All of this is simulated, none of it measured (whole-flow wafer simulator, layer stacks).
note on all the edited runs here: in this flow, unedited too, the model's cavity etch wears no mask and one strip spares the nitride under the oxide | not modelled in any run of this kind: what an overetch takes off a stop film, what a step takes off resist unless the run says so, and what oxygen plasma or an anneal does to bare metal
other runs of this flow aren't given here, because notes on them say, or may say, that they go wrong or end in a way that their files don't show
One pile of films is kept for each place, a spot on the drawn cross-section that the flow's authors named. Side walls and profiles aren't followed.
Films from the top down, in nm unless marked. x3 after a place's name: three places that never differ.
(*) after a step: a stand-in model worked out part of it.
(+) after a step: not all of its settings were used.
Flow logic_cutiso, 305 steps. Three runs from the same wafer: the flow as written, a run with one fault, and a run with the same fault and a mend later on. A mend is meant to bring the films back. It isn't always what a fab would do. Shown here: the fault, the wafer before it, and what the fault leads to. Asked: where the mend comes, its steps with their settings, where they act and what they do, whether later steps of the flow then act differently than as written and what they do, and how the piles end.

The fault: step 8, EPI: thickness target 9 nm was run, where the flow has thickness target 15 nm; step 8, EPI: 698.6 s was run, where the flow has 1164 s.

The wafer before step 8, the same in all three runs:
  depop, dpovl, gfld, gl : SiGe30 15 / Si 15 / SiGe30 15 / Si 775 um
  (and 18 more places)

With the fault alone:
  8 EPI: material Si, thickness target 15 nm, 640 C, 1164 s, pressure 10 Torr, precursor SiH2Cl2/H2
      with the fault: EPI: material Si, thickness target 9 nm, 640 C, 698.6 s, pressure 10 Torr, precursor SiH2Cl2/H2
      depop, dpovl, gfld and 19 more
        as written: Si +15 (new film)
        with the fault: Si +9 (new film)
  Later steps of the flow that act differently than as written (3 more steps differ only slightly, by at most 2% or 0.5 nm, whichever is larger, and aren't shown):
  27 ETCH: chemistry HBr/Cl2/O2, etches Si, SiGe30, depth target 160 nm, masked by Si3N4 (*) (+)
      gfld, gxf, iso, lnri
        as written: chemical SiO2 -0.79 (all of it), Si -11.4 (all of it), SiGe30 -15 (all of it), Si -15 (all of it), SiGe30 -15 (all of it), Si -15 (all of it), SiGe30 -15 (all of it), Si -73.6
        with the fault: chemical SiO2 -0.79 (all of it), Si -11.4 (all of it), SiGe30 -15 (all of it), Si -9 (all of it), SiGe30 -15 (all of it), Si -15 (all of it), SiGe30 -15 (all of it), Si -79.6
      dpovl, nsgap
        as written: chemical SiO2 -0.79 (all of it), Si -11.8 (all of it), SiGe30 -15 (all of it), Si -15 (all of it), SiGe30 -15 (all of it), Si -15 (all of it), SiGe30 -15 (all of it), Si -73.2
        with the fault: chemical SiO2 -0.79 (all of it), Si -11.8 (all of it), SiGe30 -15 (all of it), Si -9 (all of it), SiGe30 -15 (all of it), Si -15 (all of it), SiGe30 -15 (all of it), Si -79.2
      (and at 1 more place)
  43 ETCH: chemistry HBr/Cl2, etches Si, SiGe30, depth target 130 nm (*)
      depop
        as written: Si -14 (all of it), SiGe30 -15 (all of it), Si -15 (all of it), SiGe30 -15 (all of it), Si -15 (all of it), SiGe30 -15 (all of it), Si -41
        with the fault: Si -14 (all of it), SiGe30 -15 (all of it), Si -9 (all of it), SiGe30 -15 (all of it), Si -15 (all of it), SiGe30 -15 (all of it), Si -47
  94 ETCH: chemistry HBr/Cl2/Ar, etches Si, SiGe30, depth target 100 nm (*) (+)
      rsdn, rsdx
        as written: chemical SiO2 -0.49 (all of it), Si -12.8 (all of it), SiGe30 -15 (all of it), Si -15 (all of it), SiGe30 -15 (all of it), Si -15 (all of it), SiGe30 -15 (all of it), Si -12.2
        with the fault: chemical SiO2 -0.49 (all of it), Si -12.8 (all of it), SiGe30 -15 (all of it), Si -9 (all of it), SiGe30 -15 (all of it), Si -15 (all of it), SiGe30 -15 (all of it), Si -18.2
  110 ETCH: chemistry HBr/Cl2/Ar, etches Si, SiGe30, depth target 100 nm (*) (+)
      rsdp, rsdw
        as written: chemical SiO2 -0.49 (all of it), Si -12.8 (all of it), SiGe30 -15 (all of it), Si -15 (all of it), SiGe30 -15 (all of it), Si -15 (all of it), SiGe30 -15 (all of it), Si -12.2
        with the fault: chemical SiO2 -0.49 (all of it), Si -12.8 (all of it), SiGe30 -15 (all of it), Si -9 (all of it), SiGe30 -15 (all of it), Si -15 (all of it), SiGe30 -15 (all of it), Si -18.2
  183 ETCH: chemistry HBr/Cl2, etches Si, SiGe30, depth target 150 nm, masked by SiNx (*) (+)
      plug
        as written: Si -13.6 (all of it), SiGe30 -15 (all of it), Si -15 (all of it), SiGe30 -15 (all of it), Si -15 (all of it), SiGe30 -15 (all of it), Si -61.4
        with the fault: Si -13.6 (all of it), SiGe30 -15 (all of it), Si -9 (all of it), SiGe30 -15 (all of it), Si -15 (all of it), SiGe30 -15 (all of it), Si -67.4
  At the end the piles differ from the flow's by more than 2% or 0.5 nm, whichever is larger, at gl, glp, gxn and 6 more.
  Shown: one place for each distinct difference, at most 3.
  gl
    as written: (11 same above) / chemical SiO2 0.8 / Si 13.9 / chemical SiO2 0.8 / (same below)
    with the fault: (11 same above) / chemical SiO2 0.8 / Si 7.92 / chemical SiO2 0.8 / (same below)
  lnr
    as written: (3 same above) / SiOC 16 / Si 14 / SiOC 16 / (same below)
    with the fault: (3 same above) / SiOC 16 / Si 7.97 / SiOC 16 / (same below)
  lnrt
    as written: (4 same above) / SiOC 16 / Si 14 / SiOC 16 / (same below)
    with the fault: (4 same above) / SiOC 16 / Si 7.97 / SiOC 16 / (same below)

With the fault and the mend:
  The mend comes after step 8.
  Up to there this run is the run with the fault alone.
  8a EPI: material Si, thickness target 6 nm, 640 C, 465.8 s, pressure 10 Torr, precursor SiH2Cl2/H2 (the flow's step 8 once more, with other settings)
      depop, dpovl, gfld and 19 more
        Si +6
  No later step of the flow acts differently than as written at any place that is followed.
  At the end the piles are the same as the flow's at every place that both follow.
